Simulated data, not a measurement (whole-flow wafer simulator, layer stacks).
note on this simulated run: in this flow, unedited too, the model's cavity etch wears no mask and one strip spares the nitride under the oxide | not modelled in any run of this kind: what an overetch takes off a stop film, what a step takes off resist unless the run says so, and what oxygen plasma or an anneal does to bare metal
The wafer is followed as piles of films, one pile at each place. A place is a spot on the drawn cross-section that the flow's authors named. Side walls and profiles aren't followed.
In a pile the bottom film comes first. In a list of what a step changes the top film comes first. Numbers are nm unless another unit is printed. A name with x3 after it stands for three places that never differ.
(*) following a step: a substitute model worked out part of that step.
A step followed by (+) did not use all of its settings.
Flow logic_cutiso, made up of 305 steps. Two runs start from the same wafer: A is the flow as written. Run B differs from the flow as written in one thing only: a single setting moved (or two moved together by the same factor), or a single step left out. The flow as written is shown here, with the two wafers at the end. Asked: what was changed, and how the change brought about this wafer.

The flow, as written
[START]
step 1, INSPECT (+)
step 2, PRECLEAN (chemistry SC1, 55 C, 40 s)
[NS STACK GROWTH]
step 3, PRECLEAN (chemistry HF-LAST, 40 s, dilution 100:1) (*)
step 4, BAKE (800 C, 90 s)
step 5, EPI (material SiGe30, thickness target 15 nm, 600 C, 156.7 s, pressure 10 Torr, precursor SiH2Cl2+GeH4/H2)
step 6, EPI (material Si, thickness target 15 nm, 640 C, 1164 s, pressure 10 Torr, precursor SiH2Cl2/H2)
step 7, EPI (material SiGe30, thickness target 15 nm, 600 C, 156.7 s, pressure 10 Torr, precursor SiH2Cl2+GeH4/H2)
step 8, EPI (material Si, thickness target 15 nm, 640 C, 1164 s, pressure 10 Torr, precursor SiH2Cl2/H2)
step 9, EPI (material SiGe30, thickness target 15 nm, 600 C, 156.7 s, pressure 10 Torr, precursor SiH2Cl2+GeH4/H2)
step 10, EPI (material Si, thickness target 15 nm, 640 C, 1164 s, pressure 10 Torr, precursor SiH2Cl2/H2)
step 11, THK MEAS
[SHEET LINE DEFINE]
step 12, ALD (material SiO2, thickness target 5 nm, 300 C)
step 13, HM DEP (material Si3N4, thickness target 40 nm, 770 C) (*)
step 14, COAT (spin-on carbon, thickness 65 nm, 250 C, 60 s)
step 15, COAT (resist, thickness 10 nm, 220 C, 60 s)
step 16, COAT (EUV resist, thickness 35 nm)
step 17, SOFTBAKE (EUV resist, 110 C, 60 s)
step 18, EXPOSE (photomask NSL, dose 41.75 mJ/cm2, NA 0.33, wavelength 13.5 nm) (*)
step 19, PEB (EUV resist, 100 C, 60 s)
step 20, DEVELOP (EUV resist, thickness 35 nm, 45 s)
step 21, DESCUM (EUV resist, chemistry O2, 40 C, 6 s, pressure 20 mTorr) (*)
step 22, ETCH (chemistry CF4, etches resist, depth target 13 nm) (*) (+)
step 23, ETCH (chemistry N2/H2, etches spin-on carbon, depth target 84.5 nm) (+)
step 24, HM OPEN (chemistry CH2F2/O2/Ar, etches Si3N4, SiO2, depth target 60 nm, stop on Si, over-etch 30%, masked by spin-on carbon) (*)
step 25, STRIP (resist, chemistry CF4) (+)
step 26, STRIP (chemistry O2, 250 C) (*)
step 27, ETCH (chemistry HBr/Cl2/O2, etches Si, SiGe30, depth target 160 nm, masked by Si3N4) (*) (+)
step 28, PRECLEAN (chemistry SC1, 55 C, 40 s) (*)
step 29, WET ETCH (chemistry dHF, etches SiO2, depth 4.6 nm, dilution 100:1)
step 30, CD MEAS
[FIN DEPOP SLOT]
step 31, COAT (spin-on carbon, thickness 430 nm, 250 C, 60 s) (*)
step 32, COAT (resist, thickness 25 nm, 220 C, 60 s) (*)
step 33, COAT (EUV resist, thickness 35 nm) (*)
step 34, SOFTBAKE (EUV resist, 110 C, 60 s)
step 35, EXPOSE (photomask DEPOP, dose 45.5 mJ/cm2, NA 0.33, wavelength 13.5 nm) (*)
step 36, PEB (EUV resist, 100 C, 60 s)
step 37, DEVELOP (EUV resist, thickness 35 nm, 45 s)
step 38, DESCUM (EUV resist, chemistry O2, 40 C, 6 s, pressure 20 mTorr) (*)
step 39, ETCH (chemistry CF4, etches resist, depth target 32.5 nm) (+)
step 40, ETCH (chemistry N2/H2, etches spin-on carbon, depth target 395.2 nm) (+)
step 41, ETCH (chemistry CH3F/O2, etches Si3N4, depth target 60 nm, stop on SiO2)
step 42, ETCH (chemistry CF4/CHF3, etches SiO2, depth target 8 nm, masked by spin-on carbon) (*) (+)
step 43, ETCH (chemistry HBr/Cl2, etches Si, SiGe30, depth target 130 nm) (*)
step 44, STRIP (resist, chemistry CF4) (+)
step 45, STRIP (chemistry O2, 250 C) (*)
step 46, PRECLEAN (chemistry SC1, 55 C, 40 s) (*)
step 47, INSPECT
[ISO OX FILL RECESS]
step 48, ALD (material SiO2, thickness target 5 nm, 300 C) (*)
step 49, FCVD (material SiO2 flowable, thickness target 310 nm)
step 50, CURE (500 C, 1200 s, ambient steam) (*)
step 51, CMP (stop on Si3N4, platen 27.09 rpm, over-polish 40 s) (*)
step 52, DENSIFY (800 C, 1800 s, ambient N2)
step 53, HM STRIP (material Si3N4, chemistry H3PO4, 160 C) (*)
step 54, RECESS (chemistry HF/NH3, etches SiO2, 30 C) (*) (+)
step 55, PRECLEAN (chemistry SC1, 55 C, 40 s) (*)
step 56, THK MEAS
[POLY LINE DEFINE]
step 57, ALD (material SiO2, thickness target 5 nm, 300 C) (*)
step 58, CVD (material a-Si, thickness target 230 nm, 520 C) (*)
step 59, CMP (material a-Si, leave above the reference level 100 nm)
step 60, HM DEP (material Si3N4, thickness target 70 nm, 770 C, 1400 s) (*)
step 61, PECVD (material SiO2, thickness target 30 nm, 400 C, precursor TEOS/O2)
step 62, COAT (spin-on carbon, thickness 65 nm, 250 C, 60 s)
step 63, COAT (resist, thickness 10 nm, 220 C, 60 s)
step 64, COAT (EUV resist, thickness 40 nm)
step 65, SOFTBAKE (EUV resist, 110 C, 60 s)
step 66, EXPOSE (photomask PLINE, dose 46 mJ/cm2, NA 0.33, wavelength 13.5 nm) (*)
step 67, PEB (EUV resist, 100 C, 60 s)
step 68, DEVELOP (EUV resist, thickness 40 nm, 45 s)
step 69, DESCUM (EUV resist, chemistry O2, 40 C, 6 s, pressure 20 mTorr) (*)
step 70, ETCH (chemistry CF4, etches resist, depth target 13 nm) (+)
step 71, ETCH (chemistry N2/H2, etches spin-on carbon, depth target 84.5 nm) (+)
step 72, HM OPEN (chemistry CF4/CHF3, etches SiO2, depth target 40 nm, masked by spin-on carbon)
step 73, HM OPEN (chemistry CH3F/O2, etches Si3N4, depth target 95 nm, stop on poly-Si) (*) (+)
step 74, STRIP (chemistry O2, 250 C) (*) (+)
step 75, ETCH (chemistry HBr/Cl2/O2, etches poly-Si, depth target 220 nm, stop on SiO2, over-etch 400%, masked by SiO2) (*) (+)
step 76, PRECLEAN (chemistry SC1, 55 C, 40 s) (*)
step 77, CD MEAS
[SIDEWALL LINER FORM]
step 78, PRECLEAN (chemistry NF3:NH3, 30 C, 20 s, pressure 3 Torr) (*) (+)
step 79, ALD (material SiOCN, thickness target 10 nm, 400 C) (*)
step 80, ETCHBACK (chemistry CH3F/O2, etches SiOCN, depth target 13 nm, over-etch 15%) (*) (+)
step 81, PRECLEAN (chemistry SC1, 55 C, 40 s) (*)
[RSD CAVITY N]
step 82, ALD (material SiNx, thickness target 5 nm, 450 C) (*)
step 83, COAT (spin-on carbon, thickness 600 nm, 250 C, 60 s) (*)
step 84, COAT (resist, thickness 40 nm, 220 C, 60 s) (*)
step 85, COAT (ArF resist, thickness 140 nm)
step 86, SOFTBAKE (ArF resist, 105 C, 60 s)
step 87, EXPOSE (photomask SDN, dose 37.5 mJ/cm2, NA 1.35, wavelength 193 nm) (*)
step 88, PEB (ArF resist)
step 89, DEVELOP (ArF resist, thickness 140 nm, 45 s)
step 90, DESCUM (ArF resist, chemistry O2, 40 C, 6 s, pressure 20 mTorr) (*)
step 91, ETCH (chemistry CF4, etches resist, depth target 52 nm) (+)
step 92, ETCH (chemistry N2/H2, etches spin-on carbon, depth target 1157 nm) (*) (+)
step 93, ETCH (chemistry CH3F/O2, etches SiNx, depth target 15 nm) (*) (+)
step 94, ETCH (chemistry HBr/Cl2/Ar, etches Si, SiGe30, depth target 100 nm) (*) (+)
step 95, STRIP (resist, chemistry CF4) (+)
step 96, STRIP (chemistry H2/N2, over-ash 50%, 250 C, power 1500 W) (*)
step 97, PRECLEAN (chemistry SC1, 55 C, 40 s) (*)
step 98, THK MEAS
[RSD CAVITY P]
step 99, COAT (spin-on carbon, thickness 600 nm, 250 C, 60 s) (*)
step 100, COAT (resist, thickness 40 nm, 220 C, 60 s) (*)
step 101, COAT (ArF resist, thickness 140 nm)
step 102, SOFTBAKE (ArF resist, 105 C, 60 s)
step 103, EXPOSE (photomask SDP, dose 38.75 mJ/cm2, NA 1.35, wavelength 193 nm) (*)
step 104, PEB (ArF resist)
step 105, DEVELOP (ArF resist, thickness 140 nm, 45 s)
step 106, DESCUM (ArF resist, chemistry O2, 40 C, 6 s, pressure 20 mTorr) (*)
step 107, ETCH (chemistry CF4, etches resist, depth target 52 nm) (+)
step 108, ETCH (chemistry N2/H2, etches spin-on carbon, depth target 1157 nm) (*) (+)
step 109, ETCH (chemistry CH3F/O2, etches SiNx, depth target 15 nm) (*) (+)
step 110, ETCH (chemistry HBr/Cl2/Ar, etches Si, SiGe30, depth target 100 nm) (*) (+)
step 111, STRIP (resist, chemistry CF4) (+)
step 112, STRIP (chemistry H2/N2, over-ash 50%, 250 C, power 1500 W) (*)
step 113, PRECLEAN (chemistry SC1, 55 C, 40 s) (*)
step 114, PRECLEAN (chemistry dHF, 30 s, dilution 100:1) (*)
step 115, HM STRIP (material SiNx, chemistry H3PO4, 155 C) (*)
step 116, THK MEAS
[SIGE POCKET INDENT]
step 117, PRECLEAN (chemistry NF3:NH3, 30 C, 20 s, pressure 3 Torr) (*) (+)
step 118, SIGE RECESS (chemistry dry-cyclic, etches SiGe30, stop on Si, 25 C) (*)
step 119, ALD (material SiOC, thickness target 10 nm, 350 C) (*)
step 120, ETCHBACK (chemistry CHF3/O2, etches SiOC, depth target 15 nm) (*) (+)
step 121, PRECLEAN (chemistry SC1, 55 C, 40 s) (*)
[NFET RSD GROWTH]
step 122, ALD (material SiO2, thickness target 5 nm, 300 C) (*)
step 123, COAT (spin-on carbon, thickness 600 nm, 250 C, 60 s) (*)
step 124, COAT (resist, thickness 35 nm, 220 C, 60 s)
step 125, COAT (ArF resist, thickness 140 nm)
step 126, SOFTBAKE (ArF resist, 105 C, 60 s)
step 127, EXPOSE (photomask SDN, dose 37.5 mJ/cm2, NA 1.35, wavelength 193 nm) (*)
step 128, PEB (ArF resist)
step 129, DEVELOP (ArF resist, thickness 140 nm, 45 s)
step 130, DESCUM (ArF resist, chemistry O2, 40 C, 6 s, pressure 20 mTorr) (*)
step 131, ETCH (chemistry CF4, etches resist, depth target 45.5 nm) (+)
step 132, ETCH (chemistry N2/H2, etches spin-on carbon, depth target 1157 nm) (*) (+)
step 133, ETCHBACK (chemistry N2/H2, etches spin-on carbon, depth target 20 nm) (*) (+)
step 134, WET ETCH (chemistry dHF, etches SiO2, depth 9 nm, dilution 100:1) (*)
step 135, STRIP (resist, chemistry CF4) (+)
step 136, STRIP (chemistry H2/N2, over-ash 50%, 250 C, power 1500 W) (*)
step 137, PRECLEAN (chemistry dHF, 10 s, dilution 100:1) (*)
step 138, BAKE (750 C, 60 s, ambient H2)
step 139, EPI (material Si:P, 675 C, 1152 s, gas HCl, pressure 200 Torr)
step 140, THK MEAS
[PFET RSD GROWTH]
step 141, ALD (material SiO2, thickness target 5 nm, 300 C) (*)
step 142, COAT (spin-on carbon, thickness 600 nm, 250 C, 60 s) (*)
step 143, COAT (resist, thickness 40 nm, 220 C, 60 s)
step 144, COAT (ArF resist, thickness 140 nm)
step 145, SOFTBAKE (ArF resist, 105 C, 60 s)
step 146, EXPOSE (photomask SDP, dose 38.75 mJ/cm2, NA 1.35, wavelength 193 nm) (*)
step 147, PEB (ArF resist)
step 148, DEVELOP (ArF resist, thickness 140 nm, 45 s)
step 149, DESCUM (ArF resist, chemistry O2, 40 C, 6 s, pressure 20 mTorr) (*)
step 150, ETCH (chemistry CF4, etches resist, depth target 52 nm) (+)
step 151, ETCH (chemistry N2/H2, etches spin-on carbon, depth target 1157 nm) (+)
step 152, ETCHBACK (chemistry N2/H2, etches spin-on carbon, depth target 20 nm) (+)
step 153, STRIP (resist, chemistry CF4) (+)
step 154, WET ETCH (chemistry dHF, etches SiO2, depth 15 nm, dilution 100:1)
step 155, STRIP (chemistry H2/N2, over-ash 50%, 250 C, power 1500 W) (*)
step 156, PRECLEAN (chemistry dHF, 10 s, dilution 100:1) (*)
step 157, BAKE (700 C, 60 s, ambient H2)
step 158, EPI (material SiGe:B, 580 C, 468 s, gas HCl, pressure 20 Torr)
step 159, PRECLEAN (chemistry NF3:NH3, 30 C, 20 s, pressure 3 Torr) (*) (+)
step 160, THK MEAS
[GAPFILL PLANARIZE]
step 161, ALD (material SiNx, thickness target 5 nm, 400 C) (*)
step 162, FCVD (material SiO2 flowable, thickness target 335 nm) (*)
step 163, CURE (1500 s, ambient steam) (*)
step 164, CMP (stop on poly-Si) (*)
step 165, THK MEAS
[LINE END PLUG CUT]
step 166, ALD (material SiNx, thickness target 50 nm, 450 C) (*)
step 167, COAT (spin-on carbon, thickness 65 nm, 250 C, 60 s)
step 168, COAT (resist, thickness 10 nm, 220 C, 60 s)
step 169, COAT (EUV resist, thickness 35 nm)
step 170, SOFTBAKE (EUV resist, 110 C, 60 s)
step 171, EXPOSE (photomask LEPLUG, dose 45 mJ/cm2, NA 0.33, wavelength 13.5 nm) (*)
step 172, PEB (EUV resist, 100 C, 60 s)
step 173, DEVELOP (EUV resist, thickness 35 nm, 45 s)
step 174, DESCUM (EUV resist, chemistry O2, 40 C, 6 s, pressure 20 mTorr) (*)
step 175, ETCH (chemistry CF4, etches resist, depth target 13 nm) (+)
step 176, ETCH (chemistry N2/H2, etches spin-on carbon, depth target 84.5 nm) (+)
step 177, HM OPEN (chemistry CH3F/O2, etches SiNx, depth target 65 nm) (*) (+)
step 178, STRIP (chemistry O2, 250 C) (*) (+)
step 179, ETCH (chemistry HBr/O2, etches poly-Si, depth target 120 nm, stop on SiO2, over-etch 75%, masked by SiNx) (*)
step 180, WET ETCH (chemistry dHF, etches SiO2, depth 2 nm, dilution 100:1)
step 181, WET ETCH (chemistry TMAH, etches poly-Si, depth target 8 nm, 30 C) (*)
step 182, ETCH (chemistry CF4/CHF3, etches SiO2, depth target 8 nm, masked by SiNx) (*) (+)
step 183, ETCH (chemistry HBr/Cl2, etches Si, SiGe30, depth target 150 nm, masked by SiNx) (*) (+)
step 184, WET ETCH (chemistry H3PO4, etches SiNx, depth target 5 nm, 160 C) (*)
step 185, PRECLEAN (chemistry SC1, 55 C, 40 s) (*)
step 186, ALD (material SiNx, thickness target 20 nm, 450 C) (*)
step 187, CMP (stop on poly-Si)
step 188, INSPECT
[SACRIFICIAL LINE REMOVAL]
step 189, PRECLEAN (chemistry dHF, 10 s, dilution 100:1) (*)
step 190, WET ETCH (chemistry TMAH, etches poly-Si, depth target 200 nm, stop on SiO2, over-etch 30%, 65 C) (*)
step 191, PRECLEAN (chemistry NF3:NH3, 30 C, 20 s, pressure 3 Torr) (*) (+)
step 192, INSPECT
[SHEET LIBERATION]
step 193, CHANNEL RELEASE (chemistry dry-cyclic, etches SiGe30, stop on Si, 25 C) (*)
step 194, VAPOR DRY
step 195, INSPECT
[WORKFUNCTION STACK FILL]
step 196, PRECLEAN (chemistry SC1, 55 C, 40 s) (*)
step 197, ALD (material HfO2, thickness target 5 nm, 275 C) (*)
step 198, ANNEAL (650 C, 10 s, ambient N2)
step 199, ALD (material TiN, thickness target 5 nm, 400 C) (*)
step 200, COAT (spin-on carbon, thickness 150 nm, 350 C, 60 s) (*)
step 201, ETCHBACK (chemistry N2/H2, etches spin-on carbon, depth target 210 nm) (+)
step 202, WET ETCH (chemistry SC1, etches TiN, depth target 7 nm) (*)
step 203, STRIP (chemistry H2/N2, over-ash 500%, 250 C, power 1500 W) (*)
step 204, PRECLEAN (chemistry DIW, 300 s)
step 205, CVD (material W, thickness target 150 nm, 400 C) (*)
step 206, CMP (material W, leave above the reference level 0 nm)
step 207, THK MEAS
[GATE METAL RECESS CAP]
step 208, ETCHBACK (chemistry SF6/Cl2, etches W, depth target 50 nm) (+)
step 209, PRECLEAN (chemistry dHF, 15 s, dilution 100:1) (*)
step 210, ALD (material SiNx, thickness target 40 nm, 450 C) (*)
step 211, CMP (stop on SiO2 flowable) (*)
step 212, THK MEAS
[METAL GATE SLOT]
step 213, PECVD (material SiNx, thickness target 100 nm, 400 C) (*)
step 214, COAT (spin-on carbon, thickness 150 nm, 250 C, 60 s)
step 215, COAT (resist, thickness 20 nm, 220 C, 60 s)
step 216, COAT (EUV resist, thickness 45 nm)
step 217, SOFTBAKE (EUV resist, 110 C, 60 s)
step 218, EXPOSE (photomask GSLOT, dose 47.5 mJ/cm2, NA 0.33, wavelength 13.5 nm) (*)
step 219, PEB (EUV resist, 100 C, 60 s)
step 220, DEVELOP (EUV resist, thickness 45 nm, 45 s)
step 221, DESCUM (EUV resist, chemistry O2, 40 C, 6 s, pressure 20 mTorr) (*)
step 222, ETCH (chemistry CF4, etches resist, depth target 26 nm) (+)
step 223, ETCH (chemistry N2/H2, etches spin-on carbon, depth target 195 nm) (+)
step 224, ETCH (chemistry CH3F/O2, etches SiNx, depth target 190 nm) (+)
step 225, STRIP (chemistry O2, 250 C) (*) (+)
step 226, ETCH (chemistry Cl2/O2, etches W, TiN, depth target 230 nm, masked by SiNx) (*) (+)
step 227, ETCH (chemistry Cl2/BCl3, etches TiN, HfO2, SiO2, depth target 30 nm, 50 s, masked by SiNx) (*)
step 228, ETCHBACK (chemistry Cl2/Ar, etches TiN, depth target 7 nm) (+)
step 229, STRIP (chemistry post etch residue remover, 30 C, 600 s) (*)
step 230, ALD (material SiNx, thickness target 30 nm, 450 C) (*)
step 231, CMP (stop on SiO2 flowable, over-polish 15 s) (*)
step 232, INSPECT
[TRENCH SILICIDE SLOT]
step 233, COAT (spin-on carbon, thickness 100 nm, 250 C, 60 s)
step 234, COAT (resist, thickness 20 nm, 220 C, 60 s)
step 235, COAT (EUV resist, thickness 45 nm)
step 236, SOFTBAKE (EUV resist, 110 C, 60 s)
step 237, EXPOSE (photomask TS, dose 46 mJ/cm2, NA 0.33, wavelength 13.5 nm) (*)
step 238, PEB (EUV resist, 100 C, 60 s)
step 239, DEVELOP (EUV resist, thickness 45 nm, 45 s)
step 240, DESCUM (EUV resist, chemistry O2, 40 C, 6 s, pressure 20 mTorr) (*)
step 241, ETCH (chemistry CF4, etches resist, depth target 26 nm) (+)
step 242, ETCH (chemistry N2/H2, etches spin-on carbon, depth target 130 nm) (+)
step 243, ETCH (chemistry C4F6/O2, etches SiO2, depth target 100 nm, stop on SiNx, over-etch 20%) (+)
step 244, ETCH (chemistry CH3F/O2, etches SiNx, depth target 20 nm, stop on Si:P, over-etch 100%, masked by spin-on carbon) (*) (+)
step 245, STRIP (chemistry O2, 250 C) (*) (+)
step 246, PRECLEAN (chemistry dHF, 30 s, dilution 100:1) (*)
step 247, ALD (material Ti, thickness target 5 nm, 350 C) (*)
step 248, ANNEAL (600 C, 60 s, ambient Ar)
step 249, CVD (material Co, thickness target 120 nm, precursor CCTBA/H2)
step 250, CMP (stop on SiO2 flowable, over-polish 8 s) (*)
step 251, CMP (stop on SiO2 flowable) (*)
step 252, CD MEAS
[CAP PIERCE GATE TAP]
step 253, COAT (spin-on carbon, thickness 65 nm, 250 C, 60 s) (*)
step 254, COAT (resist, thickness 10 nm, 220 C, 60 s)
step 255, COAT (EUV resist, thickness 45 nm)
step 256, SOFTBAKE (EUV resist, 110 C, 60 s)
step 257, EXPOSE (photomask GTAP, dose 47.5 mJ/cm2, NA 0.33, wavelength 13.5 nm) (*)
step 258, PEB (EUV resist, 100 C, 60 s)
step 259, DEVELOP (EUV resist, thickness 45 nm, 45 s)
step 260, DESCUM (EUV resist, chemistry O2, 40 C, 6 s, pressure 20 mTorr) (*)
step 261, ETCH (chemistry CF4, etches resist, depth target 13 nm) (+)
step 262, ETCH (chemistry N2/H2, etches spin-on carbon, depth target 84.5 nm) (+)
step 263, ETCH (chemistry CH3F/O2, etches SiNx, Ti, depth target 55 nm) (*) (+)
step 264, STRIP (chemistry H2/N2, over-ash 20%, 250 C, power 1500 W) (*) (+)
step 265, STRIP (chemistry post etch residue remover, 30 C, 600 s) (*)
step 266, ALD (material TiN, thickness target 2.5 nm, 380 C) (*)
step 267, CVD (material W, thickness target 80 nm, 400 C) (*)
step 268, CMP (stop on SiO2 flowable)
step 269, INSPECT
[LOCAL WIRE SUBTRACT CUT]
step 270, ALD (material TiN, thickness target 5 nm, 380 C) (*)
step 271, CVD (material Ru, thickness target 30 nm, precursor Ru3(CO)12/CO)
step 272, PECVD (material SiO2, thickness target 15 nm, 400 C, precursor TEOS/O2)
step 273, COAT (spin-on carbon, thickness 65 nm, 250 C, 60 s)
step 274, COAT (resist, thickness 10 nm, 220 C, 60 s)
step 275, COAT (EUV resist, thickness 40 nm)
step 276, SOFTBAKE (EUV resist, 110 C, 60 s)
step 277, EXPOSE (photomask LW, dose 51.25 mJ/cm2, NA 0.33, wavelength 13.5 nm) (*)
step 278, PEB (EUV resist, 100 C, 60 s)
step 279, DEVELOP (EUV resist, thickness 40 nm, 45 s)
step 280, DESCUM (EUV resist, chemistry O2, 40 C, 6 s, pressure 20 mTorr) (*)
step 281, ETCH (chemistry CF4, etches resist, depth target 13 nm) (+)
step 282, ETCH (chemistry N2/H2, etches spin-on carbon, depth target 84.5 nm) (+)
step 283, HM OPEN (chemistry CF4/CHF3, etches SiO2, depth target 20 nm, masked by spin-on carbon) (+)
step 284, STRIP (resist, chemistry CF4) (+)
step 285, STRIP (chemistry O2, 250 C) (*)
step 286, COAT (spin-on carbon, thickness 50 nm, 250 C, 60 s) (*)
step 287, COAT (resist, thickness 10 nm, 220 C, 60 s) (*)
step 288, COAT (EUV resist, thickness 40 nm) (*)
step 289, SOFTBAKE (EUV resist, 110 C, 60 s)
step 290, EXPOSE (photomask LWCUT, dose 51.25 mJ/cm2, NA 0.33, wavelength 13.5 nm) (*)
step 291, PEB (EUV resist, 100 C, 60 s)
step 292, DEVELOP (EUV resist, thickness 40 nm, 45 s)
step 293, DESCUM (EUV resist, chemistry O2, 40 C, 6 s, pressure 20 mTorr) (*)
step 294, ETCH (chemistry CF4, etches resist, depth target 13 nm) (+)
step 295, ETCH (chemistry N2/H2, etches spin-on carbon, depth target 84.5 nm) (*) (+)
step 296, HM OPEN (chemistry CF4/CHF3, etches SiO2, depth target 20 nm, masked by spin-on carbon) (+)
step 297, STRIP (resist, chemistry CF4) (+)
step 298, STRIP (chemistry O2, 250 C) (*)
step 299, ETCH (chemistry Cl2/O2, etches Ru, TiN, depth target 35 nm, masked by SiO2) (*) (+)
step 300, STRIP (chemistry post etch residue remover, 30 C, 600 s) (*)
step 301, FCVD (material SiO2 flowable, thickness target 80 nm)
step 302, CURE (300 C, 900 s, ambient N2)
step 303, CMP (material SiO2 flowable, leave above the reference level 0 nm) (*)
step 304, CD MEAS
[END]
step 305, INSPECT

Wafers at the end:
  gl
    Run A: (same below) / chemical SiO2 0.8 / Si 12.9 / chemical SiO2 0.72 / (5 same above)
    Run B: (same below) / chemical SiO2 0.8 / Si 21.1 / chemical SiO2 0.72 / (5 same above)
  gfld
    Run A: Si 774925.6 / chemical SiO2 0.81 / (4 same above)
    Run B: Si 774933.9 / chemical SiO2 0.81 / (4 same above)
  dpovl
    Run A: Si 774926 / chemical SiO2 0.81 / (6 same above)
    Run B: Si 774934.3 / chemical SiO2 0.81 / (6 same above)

The reason: step 10, EPI: 1805 s was run, while the flow as written has 1164 s.

Step by step, how the change led to this:
  step 10, EPI (material Si, thickness target 15 nm, 640 C, 1164 s, pressure 10 Torr, precursor SiH2Cl2/H2)
      depop, dpovl, gfld and 19 more: A +15 Si (new film) | B +23.3 Si (new film)
  step 27, ETCH (chemistry HBr/Cl2/O2, etches Si, SiGe30, depth target 160 nm, masked by Si3N4) (*) (+)
      gfld, gxf, iso, lnri: A -0.79 chemical SiO2 (all of it), -11.4 Si (all of it), -15 SiGe30 (all of it), -15 Si (all of it), -15 SiGe30 (all of it), -15 Si (all of it), -15 SiGe30 (all of it), -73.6 Si | B -0.79 chemical SiO2 (all of it), -19.6 Si (all of it), -15 SiGe30 (all of it), -15 Si (all of it), -15 SiGe30 (all of it), -15 Si (all of it), -15 SiGe30 (all of it), -65.4 Si
      dpovl, nsgap: A -0.79 chemical SiO2 (all of it), -11.8 Si (all of it), -15 SiGe30 (all of it), -15 Si (all of it), -15 SiGe30 (all of it), -15 Si (all of it), -15 SiGe30 (all of it), -73.2 Si | B -0.79 chemical SiO2 (all of it), -20 Si (all of it), -15 SiGe30 (all of it), -15 Si (all of it), -15 SiGe30 (all of it), -15 Si (all of it), -15 SiGe30 (all of it), -65 Si
      (and at 1 other place as well)
  step 43, ETCH (chemistry HBr/Cl2, etches Si, SiGe30, depth target 130 nm) (*)
      depop: A -14 Si (all of it), -15 SiGe30 (all of it), -15 Si (all of it), -15 SiGe30 (all of it), -15 Si (all of it), -15 SiGe30 (all of it), -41 Si | B -22.3 Si (all of it), -15 SiGe30 (all of it), -15 Si (all of it), -15 SiGe30 (all of it), -15 Si (all of it), -15 SiGe30 (all of it), -32.7 Si
  step 94, ETCH (chemistry HBr/Cl2/Ar, etches Si, SiGe30, depth target 100 nm) (*) (+)
      rsdn, rsdx: A -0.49 chemical SiO2 (all of it), -12.8 Si (all of it), -15 SiGe30 (all of it), -15 Si (all of it), -15 SiGe30 (all of it), -15 Si (all of it), -15 SiGe30 (all of it), -12.2 Si | B -0.49 chemical SiO2 (all of it), -21.1 Si (all of it), -15 SiGe30 (all of it), -15 Si (all of it), -15 SiGe30 (all of it), -15 Si (all of it), -15 SiGe30 (all of it), -3.91 Si
  step 110, ETCH (chemistry HBr/Cl2/Ar, etches Si, SiGe30, depth target 100 nm) (*) (+)
      rsdp, rsdw: A -0.49 chemical SiO2 (all of it), -12.8 Si (all of it), -15 SiGe30 (all of it), -15 Si (all of it), -15 SiGe30 (all of it), -15 Si (all of it), -15 SiGe30 (all of it), -12.2 Si | B -0.49 chemical SiO2 (all of it), -21.1 Si (all of it), -15 SiGe30 (all of it), -15 Si (all of it), -15 SiGe30 (all of it), -15 Si (all of it), -15 SiGe30 (all of it), -3.91 Si
  step 183, ETCH (chemistry HBr/Cl2, etches Si, SiGe30, depth target 150 nm, masked by SiNx) (*) (+)
      plug: A -13.6 Si (all of it), -15 SiGe30 (all of it), -15 Si (all of it), -15 SiGe30 (all of it), -15 Si (all of it), -15 SiGe30 (all of it), -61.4 Si | B -21.8 Si (all of it), -15 SiGe30 (all of it), -15 Si (all of it), -15 SiGe30 (all of it), -15 Si (all of it), -15 SiGe30 (all of it), -53.2 Si
